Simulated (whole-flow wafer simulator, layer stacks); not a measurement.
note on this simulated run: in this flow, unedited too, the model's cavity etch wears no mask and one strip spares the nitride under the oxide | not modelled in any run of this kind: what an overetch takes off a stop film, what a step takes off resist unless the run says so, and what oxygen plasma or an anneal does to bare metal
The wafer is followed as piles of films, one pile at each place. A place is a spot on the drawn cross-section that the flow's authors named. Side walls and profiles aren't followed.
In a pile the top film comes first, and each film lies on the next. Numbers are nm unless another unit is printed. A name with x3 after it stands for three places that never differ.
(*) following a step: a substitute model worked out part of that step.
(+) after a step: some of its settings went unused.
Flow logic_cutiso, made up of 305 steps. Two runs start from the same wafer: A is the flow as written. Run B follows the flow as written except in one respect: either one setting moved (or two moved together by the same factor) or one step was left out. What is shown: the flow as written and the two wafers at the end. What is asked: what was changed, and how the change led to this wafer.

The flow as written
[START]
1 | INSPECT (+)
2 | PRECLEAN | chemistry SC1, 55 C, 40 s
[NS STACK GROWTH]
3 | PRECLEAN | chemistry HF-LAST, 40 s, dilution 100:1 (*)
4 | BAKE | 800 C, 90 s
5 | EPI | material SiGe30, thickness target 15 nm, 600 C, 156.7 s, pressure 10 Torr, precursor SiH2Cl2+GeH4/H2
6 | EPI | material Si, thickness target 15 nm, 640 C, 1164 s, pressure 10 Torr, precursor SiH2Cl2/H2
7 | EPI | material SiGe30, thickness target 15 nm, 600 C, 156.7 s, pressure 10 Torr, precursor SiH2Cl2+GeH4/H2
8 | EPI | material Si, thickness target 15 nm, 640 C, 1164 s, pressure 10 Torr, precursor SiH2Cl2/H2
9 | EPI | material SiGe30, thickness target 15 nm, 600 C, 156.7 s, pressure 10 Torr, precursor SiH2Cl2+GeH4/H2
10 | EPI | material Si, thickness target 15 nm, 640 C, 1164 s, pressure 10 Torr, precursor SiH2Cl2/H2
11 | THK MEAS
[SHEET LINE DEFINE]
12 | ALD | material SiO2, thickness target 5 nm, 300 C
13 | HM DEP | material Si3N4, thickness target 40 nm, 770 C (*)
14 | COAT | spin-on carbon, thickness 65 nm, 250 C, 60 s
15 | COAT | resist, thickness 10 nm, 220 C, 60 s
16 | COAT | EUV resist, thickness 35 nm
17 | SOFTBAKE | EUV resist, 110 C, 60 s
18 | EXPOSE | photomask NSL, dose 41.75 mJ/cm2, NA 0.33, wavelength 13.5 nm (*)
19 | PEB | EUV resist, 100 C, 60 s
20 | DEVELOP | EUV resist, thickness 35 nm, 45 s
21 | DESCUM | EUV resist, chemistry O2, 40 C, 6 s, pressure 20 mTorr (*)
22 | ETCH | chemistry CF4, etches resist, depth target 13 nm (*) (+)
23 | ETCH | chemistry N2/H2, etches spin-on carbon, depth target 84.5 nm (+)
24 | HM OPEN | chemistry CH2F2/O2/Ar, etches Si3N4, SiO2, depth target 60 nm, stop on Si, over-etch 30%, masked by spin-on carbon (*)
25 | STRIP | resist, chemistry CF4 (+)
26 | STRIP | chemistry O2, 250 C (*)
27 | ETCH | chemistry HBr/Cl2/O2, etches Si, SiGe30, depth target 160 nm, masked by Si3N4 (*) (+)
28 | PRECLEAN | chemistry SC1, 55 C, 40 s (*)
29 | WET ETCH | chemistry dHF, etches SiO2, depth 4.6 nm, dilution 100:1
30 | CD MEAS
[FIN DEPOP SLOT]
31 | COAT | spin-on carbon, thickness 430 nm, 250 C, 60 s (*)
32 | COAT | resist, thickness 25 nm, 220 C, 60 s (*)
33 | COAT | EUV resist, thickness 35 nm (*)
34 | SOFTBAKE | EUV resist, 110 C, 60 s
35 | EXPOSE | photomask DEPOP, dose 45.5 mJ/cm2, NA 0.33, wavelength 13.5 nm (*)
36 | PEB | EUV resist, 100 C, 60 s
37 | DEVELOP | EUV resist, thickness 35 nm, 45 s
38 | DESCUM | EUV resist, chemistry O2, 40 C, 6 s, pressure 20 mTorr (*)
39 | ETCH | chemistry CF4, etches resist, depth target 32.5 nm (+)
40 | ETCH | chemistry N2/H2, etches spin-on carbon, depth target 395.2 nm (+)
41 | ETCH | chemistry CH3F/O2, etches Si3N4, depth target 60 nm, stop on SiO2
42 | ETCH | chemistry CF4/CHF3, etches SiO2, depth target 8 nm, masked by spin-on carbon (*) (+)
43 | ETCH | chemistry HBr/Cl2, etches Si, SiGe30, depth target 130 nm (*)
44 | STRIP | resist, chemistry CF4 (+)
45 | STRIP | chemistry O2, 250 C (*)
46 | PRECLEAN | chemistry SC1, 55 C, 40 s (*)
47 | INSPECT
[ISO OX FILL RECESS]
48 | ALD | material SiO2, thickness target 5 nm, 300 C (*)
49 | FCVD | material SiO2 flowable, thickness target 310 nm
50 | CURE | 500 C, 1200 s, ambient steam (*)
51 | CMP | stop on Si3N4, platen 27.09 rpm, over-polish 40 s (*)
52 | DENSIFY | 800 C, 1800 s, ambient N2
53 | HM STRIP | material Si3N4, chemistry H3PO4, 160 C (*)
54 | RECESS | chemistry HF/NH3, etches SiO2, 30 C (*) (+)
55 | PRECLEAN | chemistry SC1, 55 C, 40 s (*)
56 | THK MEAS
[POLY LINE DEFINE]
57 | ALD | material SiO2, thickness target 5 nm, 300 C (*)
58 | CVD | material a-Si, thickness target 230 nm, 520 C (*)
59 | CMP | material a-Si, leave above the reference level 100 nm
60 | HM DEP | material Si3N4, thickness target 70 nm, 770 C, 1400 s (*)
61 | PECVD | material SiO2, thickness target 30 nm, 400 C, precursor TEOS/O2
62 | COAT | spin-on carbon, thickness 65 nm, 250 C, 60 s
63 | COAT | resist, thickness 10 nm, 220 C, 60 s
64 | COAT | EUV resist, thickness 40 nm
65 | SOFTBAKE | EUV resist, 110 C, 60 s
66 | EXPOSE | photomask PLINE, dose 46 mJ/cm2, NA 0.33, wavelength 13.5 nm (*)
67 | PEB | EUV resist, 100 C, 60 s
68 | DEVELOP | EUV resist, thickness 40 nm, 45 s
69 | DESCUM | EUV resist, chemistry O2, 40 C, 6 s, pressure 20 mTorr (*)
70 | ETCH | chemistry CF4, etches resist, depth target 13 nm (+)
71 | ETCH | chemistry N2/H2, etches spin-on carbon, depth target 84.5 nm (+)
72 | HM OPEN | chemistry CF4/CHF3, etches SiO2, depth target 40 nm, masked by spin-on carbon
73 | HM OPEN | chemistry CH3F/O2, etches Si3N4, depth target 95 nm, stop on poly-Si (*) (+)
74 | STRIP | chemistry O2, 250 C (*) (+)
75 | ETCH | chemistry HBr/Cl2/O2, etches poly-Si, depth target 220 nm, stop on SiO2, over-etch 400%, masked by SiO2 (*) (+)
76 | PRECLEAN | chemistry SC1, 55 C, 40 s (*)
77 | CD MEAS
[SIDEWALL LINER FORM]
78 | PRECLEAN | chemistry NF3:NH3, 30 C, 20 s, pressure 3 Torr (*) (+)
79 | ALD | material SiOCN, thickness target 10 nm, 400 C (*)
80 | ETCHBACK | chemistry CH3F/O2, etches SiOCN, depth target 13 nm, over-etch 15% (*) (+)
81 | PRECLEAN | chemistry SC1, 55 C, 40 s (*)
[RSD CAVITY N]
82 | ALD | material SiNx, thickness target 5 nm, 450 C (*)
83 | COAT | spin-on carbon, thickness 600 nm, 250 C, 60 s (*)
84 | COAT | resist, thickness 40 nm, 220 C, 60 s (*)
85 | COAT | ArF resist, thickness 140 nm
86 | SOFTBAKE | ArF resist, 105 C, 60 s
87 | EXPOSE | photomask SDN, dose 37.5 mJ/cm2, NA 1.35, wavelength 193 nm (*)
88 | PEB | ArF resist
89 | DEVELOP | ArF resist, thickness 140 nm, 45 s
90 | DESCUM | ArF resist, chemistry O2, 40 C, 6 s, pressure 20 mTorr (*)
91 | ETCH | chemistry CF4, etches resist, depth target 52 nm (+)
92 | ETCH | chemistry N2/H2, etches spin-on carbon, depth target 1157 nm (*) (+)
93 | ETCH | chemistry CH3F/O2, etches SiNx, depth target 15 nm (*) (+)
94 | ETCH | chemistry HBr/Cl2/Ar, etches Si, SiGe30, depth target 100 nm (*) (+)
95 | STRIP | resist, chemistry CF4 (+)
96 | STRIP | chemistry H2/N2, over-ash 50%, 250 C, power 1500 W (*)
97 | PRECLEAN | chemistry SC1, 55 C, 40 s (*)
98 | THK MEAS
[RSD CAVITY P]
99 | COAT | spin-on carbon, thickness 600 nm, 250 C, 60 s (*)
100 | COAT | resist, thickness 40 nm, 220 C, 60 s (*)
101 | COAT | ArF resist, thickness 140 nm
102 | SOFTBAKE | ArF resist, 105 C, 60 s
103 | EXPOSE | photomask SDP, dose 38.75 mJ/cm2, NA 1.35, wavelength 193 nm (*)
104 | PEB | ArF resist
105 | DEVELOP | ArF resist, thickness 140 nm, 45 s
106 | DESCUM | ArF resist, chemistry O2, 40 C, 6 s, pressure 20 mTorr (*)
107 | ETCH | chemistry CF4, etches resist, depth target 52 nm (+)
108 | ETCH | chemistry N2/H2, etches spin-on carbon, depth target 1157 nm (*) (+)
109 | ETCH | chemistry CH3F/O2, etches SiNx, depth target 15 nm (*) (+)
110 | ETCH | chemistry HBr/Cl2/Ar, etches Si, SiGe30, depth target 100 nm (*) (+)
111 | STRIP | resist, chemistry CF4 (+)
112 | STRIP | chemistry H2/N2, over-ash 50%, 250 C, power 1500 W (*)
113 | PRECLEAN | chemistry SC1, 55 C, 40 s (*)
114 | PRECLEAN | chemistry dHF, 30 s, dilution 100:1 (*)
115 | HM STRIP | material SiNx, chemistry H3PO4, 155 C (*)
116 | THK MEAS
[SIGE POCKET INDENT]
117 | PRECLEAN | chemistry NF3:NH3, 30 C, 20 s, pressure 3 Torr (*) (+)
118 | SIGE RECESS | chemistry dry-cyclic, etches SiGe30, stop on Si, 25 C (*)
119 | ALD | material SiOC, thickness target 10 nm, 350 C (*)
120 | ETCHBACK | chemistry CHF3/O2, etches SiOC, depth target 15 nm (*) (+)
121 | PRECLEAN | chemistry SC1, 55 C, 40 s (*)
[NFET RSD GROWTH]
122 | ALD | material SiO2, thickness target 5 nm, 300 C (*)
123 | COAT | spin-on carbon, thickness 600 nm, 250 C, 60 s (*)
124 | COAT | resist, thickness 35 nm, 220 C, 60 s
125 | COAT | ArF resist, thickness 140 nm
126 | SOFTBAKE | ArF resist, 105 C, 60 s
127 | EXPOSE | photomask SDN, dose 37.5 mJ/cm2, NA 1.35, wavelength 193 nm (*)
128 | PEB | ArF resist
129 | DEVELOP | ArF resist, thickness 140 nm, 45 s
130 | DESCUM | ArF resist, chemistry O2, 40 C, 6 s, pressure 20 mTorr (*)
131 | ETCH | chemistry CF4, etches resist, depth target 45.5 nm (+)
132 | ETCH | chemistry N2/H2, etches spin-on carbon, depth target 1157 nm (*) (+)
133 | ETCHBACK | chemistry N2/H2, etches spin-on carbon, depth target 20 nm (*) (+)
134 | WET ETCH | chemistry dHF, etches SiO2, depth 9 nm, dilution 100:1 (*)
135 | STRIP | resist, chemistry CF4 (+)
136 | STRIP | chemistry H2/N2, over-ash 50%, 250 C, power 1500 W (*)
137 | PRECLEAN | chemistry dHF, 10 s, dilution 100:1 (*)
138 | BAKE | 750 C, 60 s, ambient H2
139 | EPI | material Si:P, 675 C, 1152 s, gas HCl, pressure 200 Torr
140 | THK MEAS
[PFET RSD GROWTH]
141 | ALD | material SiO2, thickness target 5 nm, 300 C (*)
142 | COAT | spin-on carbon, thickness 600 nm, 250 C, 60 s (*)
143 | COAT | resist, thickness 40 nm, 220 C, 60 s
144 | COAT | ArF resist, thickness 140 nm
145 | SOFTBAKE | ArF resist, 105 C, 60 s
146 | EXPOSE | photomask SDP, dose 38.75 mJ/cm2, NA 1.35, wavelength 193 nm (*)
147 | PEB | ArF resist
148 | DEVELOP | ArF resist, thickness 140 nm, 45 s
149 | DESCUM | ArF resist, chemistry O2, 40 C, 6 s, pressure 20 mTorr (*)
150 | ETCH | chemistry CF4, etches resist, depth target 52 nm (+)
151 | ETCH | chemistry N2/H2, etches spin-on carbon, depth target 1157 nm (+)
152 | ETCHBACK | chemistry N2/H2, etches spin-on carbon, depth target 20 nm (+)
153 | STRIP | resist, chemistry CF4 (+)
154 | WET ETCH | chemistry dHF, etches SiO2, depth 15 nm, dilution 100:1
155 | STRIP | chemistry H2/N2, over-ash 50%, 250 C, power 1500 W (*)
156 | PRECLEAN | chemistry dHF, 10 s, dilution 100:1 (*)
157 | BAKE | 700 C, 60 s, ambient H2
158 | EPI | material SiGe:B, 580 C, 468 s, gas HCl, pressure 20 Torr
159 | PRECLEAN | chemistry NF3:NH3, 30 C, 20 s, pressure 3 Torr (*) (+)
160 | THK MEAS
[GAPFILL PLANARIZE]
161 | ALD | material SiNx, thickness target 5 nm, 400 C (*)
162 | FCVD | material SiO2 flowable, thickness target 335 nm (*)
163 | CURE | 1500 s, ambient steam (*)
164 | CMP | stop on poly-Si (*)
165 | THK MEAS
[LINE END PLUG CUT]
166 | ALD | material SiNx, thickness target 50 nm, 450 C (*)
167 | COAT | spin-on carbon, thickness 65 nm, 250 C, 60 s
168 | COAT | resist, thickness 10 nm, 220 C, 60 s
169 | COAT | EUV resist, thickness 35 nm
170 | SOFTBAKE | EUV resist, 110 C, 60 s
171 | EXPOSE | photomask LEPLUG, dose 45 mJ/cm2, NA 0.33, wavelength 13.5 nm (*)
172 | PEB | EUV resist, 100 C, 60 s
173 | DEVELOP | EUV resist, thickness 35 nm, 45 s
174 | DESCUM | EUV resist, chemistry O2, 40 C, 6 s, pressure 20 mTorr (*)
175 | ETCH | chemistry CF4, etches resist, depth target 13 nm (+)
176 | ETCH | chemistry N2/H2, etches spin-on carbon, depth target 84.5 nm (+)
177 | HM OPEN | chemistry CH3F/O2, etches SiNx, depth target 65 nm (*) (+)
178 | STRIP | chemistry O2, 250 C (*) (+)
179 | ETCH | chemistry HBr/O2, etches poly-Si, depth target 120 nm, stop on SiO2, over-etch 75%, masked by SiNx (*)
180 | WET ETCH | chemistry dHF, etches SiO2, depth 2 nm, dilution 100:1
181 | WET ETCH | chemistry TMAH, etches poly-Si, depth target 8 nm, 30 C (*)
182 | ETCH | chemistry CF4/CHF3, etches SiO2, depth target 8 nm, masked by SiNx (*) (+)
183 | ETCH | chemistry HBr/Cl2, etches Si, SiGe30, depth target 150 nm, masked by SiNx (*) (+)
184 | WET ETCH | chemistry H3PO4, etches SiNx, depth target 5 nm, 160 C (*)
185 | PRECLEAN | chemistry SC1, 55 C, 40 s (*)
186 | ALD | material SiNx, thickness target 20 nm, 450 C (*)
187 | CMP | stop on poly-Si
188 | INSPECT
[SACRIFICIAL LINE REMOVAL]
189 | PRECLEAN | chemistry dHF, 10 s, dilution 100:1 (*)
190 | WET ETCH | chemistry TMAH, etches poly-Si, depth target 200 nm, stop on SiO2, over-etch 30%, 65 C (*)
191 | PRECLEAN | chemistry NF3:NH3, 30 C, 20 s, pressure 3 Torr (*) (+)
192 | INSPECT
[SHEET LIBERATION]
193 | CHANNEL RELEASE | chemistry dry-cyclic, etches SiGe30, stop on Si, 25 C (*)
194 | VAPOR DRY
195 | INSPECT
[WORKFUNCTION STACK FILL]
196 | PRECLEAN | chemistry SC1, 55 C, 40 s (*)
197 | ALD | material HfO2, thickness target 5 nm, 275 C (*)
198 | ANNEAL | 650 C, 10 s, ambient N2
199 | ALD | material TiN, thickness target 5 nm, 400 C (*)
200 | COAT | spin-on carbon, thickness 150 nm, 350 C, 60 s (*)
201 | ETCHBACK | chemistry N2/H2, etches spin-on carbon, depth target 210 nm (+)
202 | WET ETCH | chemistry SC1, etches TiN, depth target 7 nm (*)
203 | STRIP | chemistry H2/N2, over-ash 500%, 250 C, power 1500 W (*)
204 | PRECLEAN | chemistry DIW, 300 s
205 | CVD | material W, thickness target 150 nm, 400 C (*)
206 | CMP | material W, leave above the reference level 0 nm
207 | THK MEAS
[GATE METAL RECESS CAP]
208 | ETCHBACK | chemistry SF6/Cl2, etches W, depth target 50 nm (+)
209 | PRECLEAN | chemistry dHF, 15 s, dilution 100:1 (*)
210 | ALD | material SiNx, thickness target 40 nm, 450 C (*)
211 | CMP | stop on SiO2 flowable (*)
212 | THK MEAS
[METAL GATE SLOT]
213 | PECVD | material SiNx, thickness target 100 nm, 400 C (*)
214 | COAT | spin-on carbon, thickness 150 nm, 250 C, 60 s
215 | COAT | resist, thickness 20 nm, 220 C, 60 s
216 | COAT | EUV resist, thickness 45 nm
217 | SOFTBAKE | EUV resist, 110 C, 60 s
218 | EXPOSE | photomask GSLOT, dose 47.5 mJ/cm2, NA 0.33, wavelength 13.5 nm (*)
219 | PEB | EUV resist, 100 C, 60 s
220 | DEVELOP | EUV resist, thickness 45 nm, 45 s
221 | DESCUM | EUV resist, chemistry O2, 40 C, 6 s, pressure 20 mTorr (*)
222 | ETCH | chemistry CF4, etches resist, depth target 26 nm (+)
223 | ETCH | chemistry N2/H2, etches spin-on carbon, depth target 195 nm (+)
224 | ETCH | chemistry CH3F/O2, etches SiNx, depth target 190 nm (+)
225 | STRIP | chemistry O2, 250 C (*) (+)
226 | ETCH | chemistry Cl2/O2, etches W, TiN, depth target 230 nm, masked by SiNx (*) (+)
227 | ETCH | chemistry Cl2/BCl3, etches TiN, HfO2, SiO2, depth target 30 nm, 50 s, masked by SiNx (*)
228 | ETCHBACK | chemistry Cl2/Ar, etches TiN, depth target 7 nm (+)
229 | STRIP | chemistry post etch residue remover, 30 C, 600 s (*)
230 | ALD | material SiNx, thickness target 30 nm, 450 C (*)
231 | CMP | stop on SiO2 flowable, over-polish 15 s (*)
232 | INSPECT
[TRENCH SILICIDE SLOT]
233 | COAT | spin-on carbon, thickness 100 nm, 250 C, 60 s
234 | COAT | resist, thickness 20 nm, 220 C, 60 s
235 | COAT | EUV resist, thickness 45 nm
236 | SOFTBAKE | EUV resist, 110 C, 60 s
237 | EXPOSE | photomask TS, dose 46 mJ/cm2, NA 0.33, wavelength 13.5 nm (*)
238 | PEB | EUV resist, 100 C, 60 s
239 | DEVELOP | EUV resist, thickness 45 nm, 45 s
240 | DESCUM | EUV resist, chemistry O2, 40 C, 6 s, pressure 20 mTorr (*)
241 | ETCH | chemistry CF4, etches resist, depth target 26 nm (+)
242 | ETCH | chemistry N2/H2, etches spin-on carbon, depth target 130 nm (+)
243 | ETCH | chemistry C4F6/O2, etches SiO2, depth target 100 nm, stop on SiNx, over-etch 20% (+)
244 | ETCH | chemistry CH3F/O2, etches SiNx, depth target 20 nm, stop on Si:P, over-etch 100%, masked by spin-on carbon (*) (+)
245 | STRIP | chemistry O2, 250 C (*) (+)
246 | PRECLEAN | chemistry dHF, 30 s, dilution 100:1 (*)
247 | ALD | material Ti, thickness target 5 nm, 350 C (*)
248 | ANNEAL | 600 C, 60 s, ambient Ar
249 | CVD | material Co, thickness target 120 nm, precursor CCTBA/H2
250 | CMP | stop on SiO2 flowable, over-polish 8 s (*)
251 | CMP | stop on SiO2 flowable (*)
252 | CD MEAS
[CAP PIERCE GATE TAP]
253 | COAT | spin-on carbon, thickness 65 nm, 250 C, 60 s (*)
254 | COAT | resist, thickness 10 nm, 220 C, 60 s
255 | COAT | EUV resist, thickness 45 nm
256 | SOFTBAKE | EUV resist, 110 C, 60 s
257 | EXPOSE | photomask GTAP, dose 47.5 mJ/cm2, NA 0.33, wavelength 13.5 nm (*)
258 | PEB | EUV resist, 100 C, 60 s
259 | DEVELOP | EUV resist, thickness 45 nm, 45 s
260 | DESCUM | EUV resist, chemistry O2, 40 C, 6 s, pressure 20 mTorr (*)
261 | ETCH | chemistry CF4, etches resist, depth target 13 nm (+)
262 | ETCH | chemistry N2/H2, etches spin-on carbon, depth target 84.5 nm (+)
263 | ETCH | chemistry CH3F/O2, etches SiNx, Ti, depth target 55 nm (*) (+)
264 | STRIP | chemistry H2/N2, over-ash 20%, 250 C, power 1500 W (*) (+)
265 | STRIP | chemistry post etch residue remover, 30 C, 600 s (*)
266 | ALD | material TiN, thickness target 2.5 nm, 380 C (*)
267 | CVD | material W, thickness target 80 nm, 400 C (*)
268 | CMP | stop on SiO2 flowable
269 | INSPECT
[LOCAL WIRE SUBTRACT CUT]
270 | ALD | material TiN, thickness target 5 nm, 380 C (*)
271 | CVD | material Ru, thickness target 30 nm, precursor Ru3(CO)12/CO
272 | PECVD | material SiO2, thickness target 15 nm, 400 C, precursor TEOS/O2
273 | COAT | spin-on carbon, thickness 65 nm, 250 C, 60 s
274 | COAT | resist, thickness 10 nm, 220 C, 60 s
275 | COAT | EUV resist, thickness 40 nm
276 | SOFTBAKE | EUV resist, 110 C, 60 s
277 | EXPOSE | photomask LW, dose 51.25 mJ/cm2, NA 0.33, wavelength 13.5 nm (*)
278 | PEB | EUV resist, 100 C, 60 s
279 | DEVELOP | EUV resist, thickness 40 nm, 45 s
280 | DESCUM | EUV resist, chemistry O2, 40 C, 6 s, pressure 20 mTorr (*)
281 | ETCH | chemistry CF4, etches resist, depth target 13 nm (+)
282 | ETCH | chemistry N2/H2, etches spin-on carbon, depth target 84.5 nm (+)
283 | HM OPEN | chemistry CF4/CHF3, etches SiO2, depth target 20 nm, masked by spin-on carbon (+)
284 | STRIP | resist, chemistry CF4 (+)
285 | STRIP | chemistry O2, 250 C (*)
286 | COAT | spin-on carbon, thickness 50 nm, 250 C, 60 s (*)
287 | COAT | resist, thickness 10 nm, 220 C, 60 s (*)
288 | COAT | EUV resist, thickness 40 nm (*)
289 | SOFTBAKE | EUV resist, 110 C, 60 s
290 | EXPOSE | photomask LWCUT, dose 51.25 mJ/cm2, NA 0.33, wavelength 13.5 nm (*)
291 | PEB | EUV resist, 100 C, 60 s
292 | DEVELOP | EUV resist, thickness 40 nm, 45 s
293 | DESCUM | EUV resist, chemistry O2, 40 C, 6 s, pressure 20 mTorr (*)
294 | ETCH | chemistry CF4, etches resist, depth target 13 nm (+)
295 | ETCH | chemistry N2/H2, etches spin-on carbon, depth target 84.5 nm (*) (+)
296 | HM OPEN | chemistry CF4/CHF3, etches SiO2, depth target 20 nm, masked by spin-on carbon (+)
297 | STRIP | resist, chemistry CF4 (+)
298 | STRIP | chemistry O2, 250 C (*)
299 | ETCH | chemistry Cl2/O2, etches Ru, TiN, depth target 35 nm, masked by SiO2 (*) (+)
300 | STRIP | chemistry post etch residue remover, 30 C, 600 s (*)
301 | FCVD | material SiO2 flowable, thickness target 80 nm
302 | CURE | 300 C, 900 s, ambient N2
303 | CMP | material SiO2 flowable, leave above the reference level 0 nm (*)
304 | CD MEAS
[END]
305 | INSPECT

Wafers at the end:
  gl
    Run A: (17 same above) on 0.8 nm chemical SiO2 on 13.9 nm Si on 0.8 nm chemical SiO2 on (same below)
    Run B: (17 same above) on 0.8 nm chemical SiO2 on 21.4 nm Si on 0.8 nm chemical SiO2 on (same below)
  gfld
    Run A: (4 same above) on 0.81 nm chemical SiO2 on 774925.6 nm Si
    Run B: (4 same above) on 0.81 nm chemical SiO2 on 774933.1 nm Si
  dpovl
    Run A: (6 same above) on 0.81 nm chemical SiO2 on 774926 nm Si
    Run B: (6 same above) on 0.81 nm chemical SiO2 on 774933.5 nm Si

Cause: step 6, EPI: 1747 s was run, though the flow has 1164 s.

How this came from the change, step by step:
  6 | EPI | material Si, thickness target 15 nm, 640 C, 1164 s, pressure 10 Torr, precursor SiH2Cl2/H2
      depop, dpovl, gfld and 19 more: A +15 Si (new film) | B +22.5 Si (new film)
  27 | ETCH | chemistry HBr/Cl2/O2, etches Si, SiGe30, depth target 160 nm, masked by Si3N4 (*) (+)
      gfld, gxf, iso, lnri: A -0.79 chemical SiO2 (all of it), -11.4 Si (all of it), -15 SiGe30 (all of it), -15 Si (all of it), -15 SiGe30 (all of it), -15 Si (all of it), -15 SiGe30 (all of it), -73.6 Si | B -0.79 chemical SiO2 (all of it), -11.4 Si (all of it), -15 SiGe30 (all of it), -15 Si (all of it), -15 SiGe30 (all of it), -22.5 Si (all of it), -15 SiGe30 (all of it), -66.1 Si
      dpovl, nsgap: A -0.79 chemical SiO2 (all of it), -11.8 Si (all of it), -15 SiGe30 (all of it), -15 Si (all of it), -15 SiGe30 (all of it), -15 Si (all of it), -15 SiGe30 (all of it), -73.2 Si | B -0.79 chemical SiO2 (all of it), -11.8 Si (all of it), -15 SiGe30 (all of it), -15 Si (all of it), -15 SiGe30 (all of it), -22.5 Si (all of it), -15 SiGe30 (all of it), -65.7 Si
      (and at 1 other place as well)
  43 | ETCH | chemistry HBr/Cl2, etches Si, SiGe30, depth target 130 nm (*)
      depop: A -14 Si (all of it), -15 SiGe30 (all of it), -15 Si (all of it), -15 SiGe30 (all of it), -15 Si (all of it), -15 SiGe30 (all of it), -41 Si | B -14 Si (all of it), -15 SiGe30 (all of it), -15 Si (all of it), -15 SiGe30 (all of it), -22.5 Si (all of it), -15 SiGe30 (all of it), -33.5 Si
  94 | ETCH | chemistry HBr/Cl2/Ar, etches Si, SiGe30, depth target 100 nm (*) (+)
      rsdn, rsdx: A -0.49 chemical SiO2 (all of it), -12.8 Si (all of it), -15 SiGe30 (all of it), -15 Si (all of it), -15 SiGe30 (all of it), -15 Si (all of it), -15 SiGe30 (all of it), -12.2 Si | B -0.49 chemical SiO2 (all of it), -12.8 Si (all of it), -15 SiGe30 (all of it), -15 Si (all of it), -15 SiGe30 (all of it), -22.5 Si (all of it), -15 SiGe30 (all of it), -4.66 Si
  110 | ETCH | chemistry HBr/Cl2/Ar, etches Si, SiGe30, depth target 100 nm (*) (+)
      rsdp, rsdw: A -0.49 chemical SiO2 (all of it), -12.8 Si (all of it), -15 SiGe30 (all of it), -15 Si (all of it), -15 SiGe30 (all of it), -15 Si (all of it), -15 SiGe30 (all of it), -12.2 Si | B -0.49 chemical SiO2 (all of it), -12.8 Si (all of it), -15 SiGe30 (all of it), -15 Si (all of it), -15 SiGe30 (all of it), -22.5 Si (all of it), -15 SiGe30 (all of it), -4.66 Si
  183 | ETCH | chemistry HBr/Cl2, etches Si, SiGe30, depth target 150 nm, masked by SiNx (*) (+)
      plug: A -13.6 Si (all of it), -15 SiGe30 (all of it), -15 Si (all of it), -15 SiGe30 (all of it), -15 Si (all of it), -15 SiGe30 (all of it), -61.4 Si | B -13.6 Si (all of it), -15 SiGe30 (all of it), -15 Si (all of it), -15 SiGe30 (all of it), -22.5 Si (all of it), -15 SiGe30 (all of it), -53.9 Si
